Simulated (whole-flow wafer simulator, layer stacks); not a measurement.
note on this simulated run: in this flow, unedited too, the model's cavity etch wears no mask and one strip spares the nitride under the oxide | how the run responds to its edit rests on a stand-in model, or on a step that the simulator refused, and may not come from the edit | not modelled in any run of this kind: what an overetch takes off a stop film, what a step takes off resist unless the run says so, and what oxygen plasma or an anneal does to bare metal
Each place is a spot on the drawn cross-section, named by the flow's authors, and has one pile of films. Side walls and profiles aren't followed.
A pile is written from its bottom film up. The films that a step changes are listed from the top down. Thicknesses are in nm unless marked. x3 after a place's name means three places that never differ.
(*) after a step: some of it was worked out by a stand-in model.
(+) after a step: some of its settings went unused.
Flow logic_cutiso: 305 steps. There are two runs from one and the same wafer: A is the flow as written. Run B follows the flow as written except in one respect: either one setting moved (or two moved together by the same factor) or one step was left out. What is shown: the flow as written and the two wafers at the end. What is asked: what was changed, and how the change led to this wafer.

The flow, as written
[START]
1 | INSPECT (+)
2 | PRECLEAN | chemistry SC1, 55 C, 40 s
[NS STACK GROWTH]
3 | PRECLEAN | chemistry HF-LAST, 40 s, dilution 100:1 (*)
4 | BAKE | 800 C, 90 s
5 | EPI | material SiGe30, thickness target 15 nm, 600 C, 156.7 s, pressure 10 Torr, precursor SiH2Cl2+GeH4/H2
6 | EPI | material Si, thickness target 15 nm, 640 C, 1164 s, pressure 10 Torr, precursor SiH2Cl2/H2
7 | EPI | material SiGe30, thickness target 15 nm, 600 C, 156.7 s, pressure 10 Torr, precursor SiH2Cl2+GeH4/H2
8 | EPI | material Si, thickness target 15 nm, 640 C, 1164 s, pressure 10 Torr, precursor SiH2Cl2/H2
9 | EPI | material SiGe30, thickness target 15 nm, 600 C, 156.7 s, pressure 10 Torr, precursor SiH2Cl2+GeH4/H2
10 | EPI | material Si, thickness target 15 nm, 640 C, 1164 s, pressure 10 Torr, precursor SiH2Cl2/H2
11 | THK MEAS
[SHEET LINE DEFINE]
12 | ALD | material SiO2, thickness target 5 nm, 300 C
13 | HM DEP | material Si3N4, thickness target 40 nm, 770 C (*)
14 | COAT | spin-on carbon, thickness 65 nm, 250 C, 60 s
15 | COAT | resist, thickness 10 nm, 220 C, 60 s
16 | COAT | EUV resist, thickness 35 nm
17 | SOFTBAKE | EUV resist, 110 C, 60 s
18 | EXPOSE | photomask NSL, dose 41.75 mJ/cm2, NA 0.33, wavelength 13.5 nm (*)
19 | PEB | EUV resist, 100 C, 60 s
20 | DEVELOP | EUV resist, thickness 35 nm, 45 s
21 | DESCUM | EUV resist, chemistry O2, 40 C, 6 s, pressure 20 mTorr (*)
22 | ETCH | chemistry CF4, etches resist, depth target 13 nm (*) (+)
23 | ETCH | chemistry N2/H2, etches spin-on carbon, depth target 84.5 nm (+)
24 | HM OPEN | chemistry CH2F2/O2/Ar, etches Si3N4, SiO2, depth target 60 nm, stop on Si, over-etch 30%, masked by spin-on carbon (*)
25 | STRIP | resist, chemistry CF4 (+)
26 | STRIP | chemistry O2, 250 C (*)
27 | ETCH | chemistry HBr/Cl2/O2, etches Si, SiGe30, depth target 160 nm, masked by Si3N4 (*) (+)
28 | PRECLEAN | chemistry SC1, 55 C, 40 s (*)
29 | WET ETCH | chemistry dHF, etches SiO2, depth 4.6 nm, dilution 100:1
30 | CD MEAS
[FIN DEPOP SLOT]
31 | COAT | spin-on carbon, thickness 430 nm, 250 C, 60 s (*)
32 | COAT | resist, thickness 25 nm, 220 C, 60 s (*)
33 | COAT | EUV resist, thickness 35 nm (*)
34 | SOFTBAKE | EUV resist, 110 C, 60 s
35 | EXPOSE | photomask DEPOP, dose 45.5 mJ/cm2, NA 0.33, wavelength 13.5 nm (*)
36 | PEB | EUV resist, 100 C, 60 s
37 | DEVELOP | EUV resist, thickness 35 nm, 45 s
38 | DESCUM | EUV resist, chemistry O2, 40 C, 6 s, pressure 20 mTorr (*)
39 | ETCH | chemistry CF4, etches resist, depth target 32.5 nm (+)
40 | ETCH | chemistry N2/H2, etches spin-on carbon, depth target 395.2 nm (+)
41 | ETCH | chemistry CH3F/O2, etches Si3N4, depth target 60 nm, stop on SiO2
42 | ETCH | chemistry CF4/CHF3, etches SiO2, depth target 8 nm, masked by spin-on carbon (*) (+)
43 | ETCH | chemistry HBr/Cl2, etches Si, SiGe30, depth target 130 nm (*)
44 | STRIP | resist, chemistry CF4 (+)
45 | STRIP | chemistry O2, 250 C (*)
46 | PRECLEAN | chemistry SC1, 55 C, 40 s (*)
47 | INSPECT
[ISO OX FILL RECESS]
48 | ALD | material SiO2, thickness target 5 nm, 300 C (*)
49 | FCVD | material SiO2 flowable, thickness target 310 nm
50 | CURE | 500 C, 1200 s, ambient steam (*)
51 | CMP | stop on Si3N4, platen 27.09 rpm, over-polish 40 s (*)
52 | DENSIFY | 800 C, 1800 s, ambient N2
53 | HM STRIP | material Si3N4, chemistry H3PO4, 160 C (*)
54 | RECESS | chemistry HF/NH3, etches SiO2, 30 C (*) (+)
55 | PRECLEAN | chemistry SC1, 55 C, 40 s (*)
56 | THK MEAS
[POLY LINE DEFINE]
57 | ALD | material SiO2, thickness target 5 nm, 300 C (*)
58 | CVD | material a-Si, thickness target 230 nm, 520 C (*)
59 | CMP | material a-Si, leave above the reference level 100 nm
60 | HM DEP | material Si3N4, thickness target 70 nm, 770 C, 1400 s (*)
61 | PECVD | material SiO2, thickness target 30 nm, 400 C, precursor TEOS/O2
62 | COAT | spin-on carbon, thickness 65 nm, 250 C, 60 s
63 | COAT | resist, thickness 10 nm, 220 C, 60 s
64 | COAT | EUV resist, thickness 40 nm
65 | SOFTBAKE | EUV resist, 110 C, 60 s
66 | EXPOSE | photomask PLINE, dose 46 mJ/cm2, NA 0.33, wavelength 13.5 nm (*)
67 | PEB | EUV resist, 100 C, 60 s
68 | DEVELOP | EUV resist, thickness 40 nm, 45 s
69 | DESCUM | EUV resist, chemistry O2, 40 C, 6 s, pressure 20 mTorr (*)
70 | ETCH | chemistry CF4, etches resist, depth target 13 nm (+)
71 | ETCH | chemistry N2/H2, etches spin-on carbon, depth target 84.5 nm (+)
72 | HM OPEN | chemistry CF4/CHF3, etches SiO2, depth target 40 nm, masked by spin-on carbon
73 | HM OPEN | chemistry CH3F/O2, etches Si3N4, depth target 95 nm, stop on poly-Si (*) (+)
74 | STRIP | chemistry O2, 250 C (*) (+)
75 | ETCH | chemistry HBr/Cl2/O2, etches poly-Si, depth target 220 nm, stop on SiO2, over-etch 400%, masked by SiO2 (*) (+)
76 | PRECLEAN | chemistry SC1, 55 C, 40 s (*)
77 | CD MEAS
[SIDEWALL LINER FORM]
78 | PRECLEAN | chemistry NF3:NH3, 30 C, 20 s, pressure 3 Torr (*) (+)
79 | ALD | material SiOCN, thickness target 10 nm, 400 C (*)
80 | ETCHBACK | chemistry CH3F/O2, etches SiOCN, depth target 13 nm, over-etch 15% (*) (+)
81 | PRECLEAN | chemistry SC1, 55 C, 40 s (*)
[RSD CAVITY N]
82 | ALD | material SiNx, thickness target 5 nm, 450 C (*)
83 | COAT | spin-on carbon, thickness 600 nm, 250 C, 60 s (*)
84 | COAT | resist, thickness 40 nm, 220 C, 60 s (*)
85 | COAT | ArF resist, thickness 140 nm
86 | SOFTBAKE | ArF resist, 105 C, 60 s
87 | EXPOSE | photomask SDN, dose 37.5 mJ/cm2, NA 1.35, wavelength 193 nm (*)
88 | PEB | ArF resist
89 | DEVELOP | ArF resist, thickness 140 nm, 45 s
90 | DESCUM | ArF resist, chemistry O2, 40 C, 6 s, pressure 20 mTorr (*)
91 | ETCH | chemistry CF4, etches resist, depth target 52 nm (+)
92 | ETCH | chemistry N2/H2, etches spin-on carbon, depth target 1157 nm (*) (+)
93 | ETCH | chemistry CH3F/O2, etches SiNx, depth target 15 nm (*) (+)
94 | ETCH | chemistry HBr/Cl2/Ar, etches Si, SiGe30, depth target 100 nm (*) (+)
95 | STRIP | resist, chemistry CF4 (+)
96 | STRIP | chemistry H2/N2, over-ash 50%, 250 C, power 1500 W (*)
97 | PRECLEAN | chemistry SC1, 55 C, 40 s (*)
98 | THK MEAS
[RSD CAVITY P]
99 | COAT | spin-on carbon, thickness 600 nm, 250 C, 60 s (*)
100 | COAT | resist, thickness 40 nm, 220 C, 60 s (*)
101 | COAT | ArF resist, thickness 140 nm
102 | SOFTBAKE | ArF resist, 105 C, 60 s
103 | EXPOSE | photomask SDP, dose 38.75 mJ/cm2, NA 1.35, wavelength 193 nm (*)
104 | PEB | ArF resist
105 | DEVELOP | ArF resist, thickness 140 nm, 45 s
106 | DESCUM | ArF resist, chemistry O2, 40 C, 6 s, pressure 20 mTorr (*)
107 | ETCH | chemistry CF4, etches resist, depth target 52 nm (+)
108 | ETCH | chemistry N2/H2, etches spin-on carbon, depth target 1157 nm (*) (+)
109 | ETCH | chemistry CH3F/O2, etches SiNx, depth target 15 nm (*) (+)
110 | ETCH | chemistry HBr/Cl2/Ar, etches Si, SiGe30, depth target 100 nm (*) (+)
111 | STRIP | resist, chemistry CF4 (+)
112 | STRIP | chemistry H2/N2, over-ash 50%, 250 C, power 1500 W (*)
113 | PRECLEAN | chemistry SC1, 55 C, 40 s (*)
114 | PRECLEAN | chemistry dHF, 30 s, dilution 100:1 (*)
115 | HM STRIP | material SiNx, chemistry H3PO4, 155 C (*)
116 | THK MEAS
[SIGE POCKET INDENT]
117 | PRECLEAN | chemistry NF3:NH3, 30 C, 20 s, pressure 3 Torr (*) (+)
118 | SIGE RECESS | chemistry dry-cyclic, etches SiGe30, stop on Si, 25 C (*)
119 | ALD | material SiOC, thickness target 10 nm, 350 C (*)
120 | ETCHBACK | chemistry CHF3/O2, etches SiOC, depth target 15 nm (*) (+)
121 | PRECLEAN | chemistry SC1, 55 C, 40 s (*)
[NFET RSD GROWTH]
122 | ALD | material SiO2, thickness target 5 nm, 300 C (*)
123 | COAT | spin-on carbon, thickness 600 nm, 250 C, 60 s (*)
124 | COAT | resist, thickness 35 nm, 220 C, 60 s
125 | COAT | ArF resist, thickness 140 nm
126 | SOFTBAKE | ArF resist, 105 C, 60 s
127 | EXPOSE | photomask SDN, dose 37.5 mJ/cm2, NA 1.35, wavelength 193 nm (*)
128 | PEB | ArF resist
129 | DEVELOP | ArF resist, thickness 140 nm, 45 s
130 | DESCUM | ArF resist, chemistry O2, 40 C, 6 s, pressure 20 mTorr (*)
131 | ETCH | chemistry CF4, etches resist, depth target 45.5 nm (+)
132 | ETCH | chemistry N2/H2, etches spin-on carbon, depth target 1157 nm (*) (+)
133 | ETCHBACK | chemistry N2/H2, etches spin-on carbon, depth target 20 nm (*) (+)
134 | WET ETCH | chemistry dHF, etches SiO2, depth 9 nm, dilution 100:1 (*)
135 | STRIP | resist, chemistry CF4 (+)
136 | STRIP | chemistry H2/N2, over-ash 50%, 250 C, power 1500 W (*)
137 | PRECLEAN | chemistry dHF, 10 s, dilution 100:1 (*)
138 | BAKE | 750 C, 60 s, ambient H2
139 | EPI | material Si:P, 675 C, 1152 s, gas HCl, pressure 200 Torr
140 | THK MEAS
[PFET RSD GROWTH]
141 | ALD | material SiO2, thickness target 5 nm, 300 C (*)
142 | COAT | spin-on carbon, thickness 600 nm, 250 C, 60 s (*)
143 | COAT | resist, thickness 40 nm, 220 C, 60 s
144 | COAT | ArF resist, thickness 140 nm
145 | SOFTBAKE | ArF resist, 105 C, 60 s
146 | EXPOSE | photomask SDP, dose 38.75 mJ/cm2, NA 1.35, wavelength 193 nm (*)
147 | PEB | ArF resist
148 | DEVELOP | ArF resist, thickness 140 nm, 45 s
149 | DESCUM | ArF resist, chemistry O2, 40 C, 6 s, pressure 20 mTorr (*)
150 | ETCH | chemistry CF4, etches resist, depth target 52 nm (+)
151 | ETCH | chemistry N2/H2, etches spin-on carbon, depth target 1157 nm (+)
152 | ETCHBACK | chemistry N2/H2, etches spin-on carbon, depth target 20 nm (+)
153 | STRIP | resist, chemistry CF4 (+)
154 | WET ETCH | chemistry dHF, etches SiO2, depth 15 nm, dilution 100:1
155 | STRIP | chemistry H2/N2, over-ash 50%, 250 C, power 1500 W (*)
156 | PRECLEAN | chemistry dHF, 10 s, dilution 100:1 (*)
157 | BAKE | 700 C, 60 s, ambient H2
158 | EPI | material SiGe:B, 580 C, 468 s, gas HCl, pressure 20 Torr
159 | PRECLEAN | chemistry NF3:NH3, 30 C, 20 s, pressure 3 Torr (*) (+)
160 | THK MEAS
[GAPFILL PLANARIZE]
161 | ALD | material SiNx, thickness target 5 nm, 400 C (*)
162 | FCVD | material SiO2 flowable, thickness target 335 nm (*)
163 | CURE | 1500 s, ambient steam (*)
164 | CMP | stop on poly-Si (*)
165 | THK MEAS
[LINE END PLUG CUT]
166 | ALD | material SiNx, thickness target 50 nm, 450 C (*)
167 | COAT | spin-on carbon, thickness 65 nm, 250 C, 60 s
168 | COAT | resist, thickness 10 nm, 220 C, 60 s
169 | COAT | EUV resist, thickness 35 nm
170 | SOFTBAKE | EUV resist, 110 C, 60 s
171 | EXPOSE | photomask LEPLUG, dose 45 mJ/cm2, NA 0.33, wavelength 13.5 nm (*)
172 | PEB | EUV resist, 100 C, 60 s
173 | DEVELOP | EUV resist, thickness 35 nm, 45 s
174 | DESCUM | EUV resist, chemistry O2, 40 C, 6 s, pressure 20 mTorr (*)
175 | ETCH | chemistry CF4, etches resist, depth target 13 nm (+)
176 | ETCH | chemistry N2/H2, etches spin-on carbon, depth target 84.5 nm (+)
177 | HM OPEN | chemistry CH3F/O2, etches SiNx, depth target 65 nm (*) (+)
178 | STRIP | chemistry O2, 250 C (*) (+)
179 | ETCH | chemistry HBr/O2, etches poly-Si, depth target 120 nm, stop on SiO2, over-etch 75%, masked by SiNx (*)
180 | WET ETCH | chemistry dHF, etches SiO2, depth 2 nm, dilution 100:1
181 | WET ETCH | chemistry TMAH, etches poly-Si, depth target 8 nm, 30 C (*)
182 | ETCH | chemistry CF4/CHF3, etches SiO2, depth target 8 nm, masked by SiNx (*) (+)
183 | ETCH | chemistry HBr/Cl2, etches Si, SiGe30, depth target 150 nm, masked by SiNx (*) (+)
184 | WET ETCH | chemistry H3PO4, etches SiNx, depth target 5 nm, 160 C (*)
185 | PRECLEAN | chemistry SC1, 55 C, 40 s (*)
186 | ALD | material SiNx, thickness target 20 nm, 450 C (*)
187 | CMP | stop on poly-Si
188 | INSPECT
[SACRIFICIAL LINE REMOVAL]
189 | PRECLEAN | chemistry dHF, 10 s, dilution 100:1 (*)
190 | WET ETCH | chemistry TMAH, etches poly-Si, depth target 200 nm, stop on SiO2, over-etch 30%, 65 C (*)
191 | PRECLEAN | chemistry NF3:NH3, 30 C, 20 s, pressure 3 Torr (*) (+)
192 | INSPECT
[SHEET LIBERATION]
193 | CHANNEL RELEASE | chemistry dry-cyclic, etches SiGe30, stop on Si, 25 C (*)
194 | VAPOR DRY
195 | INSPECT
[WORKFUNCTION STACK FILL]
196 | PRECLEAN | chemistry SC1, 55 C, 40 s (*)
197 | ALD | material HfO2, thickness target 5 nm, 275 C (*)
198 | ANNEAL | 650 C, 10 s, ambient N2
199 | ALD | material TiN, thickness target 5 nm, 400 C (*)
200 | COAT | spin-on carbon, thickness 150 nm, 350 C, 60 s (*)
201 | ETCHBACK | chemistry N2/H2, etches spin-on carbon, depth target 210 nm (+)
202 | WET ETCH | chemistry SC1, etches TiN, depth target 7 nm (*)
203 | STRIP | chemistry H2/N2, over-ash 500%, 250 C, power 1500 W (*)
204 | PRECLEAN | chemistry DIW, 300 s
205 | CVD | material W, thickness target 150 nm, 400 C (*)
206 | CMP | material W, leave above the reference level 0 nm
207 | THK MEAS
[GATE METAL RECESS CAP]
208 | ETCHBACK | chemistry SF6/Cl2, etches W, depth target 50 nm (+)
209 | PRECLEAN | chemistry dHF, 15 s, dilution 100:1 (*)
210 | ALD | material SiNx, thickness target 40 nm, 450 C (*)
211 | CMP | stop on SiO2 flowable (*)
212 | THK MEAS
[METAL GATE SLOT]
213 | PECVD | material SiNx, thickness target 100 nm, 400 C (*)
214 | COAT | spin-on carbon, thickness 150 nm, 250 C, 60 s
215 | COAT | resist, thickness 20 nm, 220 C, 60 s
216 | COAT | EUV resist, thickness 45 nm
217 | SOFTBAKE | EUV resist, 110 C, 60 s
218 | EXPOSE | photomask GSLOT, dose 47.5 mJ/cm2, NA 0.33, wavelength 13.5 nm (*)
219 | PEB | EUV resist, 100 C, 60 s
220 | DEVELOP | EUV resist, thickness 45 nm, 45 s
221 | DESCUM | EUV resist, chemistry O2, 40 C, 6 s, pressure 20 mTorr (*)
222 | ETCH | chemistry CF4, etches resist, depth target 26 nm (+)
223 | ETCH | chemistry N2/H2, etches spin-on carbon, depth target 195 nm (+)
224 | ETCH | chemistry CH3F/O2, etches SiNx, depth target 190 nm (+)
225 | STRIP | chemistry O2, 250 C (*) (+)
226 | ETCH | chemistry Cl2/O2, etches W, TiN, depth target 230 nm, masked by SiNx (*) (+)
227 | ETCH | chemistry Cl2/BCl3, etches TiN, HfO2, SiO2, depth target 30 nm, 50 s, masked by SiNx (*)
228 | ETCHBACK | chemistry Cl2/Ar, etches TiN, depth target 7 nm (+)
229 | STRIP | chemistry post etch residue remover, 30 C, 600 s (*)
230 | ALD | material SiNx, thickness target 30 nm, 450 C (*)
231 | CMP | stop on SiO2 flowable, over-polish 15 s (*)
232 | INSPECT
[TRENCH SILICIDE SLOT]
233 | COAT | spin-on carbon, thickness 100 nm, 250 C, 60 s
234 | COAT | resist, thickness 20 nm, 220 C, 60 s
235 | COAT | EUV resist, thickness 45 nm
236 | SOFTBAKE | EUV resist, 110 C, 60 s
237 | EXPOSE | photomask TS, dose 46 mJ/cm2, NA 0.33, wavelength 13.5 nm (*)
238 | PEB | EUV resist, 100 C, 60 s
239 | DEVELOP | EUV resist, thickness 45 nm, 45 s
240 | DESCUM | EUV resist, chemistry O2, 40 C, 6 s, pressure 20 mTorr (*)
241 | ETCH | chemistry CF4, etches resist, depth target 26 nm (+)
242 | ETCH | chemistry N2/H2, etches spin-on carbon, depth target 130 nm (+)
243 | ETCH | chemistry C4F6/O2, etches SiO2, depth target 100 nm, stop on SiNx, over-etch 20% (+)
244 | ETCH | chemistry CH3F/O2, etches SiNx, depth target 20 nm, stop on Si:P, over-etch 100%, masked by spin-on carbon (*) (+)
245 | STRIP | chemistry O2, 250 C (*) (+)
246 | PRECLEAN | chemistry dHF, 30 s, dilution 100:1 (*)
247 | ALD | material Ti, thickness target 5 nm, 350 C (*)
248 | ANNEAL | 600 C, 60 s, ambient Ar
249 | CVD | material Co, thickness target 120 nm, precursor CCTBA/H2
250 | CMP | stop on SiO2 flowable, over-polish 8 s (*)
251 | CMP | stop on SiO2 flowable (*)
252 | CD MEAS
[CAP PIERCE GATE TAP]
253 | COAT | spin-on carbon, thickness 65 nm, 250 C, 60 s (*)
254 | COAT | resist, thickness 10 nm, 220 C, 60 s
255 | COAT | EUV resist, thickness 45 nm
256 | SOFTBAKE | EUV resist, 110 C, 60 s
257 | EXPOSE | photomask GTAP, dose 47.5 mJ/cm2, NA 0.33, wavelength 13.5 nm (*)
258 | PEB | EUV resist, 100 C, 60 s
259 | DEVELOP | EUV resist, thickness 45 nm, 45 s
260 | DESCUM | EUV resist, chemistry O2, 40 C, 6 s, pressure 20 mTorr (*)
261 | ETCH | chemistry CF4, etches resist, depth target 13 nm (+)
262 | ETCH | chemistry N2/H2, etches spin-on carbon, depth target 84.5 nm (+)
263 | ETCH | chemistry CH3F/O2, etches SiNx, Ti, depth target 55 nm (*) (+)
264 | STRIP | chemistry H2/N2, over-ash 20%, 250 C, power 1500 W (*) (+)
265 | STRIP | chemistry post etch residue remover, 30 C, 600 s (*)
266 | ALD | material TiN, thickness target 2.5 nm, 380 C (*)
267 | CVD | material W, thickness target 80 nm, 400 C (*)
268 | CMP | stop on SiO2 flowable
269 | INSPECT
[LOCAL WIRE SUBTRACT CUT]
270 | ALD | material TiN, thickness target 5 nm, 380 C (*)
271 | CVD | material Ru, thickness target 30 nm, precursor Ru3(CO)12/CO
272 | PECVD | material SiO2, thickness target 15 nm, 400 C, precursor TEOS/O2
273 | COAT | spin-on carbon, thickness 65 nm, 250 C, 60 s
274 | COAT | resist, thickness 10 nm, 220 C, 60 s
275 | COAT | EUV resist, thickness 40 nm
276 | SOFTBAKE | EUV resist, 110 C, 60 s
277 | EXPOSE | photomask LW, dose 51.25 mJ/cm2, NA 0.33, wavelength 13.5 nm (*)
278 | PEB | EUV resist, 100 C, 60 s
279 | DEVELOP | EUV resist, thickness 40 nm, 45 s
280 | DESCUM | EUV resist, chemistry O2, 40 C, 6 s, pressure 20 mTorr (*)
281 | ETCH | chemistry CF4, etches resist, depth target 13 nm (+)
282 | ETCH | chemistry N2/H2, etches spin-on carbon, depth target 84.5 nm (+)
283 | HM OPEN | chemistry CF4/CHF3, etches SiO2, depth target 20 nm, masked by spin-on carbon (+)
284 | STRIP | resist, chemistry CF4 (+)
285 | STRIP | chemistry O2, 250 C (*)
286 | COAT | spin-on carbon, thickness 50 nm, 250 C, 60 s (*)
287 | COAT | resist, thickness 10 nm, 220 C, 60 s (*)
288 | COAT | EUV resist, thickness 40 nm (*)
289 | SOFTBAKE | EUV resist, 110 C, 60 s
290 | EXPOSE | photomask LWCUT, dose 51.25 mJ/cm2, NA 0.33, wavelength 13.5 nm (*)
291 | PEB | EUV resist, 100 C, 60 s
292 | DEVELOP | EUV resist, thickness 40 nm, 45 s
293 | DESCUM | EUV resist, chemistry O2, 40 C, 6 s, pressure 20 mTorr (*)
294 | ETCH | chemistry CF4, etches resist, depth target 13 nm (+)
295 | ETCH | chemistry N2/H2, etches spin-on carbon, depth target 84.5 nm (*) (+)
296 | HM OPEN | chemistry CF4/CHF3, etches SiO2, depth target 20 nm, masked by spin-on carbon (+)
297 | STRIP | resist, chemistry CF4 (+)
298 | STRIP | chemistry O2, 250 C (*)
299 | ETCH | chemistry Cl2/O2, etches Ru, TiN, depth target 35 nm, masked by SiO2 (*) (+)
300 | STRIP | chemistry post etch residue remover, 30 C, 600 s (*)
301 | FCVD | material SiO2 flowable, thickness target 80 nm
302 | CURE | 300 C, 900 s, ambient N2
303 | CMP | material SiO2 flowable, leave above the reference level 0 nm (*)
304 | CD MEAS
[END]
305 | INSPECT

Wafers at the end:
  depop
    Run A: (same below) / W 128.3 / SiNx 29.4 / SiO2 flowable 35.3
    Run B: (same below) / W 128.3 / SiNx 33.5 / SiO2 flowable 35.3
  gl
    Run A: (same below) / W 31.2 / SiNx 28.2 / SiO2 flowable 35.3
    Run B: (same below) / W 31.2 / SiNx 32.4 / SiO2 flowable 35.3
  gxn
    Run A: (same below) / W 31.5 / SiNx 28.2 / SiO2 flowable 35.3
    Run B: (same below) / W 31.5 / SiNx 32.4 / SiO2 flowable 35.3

Cause: step 209, PRECLEAN: chemistry dHF, 15 s, dilution 100:1 (*), was skipped.

Step by step, how the change led to this:
  211 | CMP | stop on SiO2 flowable (*)
      depop, dpovl, isow, ns, nsgap: A SiNx loses 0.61 | B nothing
      lnr, lnri, lnrp, lnrt: A SiNx loses 40 (all of it), SiOCN loses 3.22 | B SiNx loses 40 (all of it)
      (as well as at 9 more places)
  224 | ETCH | chemistry CH3F/O2, etches SiNx, depth target 190 nm (+)
      gfld: A SiNx loses 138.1 (all of it), W loses 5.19 | B SiNx loses 142.1 (all of it), W loses 4.79
  231 | CMP | stop on SiO2 flowable, over-polish 15 s (*)
      depop, dpovl, isow, ns, nsgap: A SiNx loses 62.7 | B SiNx loses 59.1
      lnr, lnri, lnrp, lnrt: A SiNx loses 61 (all of it), SiOCN loses 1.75 | B SiNx loses 61.4 (all of it), SiOCN loses 1.13
  243 | ETCH | chemistry C4F6/O2, etches SiO2, depth target 100 nm, stop on SiNx, over-etch 20% (+)
      rsdn, rsdp, rsdw: A SiO2 flowable loses 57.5 (all of it) | B SiO2 flowable loses 61.6 (all of it)
  246 | PRECLEAN | chemistry dHF, 30 s, dilution 100:1 (*)
      depop, dpovl, isow, ns, nsgap: A SiNx loses 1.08 | B SiNx loses 0.52
  249 | CVD | material Co, thickness target 120 nm, precursor CCTBA/H2
      rsdp, rsdw: A Co gains 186 (new film) | B Co gains 190.4 (new film)
      rsdn: A Co gains 187.9 (new film) | B Co gains 192.3 (new film)
  251 | CMP | stop on SiO2 flowable (*)
      rsdx: A Ti loses 5 (all of it) | B Ti loses 4.25
      gfld, gl, glp, gxf, gxn, gxp, plug, tap: A SiNx loses 5 | B SiNx loses 4.44
      (as well as at 7 more places)
  263 | ETCH | chemistry CH3F/O2, etches SiNx, Ti, depth target 55 nm (*) (+)
      depop, dpovl, gl, isow, ns, nsgap: A resist loses 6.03 (all of it), spin-on carbon loses 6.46 | B resist loses 6.03 (all of it), spin-on carbon loses 9.78
      glp, lnrt, plug, rsdn, rsdp, rsdw: A resist loses 6.02 (all of it), spin-on carbon loses 6.48 | B resist loses 6.02 (all of it), spin-on carbon loses 9.8
      (as well as at 10 more places)
  264 | STRIP | chemistry H2/N2, over-ash 20%, 250 C, power 1500 W (*) (+)
      gfld, gl, glp and 11 more: A spin-on carbon loses 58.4 (all of it) | B spin-on carbon loses 55.1 (all of it)
      depop, dpovl, isow, ns, nsgap: A spin-on carbon loses 58.5 (all of it) | B spin-on carbon loses 55.2 (all of it)
      (as well as at 2 more places)
  265 | STRIP | chemistry post etch residue remover, 30 C, 600 s (*)
      rsdx: A nothing | B Ti loses 0.75 (all of it)
  267 | CVD | material W, thickness target 80 nm, 400 C (*)
      tap: A W gains 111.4 (new film) | B W gains 116.3 (new film)
  268 | CMP | stop on SiO2 flowable
      depop, dpovl, gfld and 9 more: A W loses 80.2 (all of it), TiN loses 2.5 (all of it), SiNx loses 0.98 | B W loses 80.2 (all of it), TiN loses 2.5 (all of it), SiNx loses 1.52
      lnr, lnri, lnrp, lnrt: A W loses 80 (all of it), TiN loses 2.5 (all of it), SiOCN loses 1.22 | B W loses 80 (all of it), TiN loses 2.5 (all of it), SiOCN loses 1.76
      (as well as at 3 more places)
